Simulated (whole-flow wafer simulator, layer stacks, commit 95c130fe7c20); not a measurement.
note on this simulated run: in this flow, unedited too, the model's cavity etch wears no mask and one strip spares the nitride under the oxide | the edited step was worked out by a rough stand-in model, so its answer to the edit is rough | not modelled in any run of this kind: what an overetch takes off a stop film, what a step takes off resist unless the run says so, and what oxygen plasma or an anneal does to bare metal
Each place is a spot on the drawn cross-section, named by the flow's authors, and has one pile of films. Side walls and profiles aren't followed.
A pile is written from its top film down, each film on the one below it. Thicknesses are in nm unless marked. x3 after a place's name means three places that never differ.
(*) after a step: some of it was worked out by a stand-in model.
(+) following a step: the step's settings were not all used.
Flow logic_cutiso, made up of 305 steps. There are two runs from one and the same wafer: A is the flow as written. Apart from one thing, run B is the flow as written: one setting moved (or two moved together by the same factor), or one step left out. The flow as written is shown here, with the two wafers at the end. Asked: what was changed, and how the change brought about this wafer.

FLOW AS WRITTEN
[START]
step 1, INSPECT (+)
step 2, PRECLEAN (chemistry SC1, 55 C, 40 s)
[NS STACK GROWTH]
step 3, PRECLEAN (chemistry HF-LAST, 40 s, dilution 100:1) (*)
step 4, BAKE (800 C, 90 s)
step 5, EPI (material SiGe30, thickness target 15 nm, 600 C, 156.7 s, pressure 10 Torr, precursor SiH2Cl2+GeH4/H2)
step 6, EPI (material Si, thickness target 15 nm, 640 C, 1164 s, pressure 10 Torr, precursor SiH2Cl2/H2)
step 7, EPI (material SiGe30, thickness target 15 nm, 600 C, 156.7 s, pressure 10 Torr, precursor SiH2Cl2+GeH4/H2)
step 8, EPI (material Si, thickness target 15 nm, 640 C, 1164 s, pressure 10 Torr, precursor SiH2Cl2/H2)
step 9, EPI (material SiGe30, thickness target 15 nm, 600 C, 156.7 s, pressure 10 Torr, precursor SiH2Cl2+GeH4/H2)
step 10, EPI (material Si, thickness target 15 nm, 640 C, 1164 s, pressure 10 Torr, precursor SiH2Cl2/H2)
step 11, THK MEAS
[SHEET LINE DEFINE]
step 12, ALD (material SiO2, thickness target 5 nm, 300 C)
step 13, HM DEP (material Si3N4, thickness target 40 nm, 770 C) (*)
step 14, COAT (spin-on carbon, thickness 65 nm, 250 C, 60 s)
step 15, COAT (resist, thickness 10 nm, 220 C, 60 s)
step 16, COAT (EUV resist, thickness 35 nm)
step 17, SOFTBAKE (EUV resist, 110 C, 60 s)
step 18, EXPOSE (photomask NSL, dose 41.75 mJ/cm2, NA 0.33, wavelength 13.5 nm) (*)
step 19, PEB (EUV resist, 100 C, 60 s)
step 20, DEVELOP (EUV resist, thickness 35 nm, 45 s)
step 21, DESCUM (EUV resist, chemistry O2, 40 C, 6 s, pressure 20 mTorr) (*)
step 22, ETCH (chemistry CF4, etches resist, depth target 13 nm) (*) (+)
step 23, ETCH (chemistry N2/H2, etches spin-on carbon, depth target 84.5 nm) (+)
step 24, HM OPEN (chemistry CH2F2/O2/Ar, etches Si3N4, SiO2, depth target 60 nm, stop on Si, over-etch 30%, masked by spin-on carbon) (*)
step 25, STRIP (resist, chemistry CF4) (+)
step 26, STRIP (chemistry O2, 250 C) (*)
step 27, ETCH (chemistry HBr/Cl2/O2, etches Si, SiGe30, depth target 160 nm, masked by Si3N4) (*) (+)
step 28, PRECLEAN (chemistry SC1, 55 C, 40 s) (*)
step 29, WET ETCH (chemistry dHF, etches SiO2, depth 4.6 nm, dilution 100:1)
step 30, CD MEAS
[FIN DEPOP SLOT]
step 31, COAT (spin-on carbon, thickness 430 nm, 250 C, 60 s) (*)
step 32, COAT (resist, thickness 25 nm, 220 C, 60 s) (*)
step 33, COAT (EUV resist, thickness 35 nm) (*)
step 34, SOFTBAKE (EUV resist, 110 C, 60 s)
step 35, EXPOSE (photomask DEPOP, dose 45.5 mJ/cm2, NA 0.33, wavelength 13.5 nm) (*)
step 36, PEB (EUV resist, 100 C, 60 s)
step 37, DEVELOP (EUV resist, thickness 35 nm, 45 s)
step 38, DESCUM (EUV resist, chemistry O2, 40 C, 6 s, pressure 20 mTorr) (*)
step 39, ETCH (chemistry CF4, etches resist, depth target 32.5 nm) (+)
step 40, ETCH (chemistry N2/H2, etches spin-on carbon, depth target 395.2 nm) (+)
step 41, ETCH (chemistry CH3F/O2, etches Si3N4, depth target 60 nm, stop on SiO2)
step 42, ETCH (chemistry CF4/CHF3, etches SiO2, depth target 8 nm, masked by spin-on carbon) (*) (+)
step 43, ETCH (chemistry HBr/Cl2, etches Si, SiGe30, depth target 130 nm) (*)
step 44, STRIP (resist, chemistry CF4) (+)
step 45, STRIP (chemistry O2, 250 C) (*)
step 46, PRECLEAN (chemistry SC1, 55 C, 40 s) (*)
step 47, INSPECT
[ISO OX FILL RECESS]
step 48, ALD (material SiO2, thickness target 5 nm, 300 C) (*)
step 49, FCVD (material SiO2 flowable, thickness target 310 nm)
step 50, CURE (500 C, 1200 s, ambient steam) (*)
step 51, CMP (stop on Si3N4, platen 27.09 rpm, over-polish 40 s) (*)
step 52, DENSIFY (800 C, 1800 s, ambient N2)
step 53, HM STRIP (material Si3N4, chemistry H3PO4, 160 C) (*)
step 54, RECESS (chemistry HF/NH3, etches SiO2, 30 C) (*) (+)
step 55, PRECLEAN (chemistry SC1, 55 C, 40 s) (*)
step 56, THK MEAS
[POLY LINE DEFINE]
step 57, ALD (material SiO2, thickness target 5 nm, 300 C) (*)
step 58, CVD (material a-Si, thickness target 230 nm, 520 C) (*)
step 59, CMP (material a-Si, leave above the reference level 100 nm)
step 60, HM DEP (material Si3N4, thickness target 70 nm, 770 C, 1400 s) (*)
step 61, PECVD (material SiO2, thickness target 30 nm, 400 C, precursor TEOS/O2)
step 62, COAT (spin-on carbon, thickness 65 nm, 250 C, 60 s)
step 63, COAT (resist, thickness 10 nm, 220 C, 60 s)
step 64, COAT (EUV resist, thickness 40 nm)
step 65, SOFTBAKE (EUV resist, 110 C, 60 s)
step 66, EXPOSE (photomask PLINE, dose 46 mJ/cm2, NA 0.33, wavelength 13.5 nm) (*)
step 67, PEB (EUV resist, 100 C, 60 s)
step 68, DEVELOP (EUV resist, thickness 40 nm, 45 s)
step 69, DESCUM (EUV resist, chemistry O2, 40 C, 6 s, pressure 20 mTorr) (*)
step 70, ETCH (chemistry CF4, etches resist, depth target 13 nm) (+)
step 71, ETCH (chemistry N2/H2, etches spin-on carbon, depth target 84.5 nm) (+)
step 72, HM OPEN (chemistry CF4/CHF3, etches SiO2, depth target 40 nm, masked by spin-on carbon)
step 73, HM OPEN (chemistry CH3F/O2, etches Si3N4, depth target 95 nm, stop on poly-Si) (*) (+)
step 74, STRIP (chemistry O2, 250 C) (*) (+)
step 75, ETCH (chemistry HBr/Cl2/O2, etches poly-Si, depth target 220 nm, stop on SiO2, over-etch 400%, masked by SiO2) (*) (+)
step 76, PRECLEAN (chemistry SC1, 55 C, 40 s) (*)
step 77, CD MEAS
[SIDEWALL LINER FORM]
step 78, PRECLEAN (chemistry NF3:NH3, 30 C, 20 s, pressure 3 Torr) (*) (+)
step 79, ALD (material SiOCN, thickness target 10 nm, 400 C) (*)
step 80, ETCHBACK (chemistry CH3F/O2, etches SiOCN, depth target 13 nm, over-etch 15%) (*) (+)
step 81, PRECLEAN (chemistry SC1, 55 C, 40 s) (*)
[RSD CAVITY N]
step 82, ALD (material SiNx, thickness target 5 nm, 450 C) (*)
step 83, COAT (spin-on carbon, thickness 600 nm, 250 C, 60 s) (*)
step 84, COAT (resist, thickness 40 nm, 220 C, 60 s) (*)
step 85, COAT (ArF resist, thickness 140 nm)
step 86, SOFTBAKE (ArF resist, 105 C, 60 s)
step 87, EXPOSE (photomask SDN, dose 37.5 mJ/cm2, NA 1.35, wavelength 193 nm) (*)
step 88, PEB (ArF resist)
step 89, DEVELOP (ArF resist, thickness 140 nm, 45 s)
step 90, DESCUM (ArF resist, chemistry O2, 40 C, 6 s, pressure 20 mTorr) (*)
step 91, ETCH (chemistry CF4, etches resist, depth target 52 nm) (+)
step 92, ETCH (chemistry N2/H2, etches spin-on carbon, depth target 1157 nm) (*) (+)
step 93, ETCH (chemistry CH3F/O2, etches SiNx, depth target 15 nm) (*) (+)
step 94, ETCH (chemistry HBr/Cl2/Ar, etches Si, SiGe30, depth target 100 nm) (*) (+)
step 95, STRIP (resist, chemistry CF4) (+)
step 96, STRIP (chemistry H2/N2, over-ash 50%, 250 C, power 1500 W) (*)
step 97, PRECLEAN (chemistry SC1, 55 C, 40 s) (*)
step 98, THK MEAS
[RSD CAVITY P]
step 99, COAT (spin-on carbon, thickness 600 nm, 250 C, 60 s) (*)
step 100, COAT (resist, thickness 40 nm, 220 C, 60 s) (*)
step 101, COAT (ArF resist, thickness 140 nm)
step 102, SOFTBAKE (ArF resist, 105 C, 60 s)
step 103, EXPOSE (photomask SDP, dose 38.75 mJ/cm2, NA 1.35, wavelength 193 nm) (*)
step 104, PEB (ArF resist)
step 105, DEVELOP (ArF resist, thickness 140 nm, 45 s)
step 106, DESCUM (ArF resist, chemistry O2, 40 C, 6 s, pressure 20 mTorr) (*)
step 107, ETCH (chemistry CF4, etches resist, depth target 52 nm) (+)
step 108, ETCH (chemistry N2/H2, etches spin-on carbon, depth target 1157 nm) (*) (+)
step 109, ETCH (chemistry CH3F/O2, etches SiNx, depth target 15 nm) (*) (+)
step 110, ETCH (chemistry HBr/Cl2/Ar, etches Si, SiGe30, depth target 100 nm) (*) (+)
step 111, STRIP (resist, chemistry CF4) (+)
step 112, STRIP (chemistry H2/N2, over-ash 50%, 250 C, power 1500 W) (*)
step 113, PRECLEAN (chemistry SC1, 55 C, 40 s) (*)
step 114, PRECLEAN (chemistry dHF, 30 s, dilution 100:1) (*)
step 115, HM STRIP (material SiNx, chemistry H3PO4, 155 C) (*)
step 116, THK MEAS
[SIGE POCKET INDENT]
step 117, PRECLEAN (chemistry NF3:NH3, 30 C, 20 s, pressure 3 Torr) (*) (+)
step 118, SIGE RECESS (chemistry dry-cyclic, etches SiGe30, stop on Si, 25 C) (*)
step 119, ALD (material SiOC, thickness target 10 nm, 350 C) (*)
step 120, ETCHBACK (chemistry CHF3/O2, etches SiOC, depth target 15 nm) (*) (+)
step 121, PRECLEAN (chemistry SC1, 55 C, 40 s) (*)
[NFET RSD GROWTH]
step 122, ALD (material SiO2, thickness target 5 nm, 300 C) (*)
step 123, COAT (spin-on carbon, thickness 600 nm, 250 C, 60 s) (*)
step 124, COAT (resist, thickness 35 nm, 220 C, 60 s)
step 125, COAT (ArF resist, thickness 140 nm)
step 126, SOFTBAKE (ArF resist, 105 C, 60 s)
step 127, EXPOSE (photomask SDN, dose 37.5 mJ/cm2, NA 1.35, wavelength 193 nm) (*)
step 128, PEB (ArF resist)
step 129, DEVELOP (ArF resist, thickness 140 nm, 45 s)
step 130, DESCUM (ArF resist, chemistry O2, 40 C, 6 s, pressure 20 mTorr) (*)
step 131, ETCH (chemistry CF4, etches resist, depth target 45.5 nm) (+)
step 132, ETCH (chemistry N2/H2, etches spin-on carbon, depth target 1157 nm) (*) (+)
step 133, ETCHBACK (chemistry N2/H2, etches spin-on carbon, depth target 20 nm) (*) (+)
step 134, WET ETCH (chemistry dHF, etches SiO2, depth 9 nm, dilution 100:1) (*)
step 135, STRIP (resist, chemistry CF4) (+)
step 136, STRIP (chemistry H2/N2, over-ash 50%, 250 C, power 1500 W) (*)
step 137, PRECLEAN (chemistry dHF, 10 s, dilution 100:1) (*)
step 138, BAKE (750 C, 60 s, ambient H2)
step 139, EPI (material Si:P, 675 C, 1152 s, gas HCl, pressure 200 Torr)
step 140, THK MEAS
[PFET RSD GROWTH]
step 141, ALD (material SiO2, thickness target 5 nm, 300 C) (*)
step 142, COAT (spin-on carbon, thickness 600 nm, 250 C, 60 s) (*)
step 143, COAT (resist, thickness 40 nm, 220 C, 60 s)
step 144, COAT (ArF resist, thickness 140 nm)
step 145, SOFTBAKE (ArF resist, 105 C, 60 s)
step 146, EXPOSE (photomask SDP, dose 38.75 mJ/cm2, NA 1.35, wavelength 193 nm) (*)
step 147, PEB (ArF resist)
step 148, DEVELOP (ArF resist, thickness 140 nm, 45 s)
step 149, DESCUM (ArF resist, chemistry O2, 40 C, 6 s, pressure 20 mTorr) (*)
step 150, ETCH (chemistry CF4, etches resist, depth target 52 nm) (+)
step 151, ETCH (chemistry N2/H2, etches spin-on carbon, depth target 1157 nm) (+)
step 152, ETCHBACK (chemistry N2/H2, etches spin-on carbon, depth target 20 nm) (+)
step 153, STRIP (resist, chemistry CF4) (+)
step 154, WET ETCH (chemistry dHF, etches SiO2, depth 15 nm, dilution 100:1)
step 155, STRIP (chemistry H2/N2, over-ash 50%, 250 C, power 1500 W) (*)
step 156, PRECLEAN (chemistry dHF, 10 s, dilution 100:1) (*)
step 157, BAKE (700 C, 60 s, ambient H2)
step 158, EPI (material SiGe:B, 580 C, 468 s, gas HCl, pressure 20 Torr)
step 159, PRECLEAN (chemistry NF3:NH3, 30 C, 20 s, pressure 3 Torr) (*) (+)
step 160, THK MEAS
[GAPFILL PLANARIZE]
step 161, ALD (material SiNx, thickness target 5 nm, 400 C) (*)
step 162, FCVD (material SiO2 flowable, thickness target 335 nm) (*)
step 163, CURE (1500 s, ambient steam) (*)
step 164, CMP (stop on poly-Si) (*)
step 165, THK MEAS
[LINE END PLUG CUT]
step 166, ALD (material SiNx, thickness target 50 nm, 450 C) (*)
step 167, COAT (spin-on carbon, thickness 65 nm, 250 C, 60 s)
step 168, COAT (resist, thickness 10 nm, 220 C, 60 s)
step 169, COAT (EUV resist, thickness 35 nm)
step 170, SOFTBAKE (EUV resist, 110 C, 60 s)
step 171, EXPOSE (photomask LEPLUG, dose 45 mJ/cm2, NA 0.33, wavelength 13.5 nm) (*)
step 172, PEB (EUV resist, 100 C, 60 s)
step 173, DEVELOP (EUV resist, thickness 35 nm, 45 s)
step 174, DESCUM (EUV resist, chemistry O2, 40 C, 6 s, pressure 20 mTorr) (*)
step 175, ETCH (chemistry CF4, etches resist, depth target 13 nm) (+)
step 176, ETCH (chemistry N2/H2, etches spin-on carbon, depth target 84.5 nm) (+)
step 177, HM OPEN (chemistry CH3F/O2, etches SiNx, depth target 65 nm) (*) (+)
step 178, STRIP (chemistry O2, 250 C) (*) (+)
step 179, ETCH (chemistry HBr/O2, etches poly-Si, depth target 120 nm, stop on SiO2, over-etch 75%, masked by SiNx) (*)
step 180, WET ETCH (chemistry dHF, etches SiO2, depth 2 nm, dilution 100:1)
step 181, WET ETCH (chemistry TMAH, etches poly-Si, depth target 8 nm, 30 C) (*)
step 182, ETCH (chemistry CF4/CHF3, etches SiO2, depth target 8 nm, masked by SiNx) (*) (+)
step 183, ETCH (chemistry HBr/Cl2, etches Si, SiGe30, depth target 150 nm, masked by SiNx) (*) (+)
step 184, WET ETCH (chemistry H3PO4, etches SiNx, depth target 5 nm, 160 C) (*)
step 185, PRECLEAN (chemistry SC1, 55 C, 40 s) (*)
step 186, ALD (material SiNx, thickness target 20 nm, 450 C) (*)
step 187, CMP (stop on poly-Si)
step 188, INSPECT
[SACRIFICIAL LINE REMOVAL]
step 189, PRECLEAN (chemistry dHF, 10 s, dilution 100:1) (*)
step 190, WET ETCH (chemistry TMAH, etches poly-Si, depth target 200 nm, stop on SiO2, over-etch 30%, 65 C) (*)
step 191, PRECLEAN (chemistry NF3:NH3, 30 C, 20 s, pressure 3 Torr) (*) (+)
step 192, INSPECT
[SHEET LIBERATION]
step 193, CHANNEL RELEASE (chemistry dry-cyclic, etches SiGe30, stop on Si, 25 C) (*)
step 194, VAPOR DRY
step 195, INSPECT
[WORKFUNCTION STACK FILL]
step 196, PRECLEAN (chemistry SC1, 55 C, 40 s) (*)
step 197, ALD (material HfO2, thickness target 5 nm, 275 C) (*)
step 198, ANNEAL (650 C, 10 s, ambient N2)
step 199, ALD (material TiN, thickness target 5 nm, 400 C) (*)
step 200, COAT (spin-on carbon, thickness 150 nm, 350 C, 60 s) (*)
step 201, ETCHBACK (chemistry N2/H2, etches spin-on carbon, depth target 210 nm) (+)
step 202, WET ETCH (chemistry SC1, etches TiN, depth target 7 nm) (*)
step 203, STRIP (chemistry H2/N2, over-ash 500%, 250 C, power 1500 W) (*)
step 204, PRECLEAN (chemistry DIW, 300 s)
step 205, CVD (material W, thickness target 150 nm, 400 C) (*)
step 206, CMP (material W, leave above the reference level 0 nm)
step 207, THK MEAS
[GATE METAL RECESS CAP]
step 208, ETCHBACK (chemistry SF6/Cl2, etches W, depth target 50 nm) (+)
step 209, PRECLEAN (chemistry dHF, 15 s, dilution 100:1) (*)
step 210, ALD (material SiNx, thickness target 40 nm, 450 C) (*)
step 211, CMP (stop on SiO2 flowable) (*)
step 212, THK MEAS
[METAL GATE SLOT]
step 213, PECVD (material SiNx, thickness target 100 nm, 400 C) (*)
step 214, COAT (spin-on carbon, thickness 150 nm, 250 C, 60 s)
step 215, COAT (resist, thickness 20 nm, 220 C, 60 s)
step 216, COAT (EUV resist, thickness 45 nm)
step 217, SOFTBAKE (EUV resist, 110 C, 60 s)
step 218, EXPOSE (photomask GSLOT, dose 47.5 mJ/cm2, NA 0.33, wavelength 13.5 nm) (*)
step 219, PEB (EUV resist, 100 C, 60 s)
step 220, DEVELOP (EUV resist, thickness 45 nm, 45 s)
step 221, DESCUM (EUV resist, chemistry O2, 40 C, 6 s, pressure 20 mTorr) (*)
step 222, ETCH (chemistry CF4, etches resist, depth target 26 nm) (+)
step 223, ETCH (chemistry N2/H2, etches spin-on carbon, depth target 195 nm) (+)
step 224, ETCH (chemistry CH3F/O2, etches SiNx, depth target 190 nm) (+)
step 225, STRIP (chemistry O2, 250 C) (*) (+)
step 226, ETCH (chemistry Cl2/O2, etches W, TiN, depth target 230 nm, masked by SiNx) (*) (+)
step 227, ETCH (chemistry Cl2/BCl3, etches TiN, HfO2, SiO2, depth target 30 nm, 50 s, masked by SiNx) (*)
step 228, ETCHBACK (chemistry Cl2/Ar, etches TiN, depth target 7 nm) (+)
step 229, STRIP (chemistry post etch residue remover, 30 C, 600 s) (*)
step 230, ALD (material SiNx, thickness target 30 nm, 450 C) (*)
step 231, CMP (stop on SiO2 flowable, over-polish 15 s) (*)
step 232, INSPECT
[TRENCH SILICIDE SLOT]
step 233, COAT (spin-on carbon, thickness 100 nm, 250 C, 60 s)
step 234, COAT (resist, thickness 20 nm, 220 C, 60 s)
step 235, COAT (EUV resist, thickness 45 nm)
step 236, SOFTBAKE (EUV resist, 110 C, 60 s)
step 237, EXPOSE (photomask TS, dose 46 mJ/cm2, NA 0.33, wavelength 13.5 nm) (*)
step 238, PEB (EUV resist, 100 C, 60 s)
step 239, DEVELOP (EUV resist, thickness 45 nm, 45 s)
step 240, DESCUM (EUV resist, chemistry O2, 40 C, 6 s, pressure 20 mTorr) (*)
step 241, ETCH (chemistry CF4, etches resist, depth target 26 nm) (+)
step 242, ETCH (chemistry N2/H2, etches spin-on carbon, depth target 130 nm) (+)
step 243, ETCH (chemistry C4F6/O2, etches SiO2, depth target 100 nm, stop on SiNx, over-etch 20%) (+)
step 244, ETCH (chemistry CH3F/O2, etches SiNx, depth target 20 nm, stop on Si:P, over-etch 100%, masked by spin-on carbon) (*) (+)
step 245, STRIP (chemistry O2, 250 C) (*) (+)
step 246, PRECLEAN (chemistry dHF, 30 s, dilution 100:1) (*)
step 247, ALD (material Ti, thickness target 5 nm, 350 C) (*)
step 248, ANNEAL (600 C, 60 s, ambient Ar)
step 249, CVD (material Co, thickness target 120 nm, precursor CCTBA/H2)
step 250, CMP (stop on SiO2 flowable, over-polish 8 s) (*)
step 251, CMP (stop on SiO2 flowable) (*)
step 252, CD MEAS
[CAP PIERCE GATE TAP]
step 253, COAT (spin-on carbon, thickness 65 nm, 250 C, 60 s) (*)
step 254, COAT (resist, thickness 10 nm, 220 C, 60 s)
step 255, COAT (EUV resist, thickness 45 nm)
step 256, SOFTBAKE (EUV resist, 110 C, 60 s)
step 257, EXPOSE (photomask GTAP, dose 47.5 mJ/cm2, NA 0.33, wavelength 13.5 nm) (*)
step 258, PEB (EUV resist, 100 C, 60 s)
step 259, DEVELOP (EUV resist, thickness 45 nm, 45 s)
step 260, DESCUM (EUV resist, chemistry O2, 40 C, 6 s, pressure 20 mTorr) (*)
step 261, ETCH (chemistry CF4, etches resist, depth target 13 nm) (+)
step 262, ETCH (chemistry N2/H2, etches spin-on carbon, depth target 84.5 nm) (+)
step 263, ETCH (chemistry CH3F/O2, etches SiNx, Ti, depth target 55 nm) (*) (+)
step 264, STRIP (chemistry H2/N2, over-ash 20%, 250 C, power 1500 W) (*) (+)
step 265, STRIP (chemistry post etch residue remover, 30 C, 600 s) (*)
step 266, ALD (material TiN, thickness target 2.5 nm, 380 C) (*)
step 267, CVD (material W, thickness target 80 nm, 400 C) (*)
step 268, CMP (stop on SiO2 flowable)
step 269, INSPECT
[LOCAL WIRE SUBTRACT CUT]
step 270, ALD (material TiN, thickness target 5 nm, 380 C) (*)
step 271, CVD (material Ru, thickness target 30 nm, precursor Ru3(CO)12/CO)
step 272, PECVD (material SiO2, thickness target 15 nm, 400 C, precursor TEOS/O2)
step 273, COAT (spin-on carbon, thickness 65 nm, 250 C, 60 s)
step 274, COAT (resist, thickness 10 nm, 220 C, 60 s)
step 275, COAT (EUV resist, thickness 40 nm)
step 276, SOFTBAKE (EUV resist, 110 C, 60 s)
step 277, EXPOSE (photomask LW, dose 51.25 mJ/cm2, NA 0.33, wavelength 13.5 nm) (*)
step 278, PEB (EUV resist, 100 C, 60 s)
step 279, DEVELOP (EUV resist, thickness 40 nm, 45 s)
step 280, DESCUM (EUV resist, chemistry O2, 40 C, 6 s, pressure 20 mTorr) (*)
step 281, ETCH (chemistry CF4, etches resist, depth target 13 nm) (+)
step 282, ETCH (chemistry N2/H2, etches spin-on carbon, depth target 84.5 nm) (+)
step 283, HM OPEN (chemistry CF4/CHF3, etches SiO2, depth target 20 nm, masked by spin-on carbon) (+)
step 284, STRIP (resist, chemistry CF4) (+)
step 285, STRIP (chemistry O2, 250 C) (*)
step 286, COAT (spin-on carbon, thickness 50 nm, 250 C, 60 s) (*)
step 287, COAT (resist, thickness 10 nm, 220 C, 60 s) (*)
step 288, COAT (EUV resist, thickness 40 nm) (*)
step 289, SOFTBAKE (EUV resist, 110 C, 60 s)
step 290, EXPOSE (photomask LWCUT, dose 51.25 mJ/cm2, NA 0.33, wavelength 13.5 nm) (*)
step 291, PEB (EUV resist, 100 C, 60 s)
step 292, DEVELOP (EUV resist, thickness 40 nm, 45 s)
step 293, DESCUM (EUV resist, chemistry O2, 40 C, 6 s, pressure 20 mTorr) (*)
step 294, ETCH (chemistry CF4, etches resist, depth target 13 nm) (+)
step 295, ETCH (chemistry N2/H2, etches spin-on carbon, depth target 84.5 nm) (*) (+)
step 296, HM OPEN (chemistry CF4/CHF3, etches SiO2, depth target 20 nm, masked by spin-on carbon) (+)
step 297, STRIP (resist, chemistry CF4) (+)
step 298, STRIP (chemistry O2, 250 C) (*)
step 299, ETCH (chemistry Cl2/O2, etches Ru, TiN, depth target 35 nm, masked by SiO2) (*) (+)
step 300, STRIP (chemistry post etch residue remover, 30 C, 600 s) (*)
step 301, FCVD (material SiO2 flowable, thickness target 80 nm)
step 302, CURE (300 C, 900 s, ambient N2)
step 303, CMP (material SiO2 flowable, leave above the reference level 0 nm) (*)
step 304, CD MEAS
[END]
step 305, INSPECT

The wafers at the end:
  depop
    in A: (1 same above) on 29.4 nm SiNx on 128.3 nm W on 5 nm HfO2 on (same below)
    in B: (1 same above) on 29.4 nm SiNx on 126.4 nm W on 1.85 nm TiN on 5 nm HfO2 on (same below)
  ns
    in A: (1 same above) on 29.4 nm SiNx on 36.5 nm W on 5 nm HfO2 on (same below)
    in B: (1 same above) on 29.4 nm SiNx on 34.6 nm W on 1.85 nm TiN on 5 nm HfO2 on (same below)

What caused this: step 202, WET ETCH: depth target 3.15 nm was run, while the flow as written has depth target 7 nm.

The path from the change to this, step by step:
  step 202, WET ETCH (chemistry SC1, etches TiN, depth target 7 nm) (*)
      depop, dpovl, iso and 12 more: A TiN loses 5 (all of it) | B TiN loses 3.15
  step 206, CMP (material W, leave above the reference level 0 nm)
      lnr, lnri, lnrp, lnrt: A W loses 150 (all of it), HfO2 loses 5 (all of it), SiOCN loses 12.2 | B W loses 150 (all of it), TiN loses 1.85 (all of it), HfO2 loses 5 (all of it), SiOCN loses 12.2
      rsdn, rsdp, rsdw, rsdx: A W loses 162.2 (all of it), HfO2 loses 5 (all of it) | B W loses 162.2 (all of it), TiN loses 1.85 (all of it), HfO2 loses 5 (all of it)
      (and at 2 other places as well)
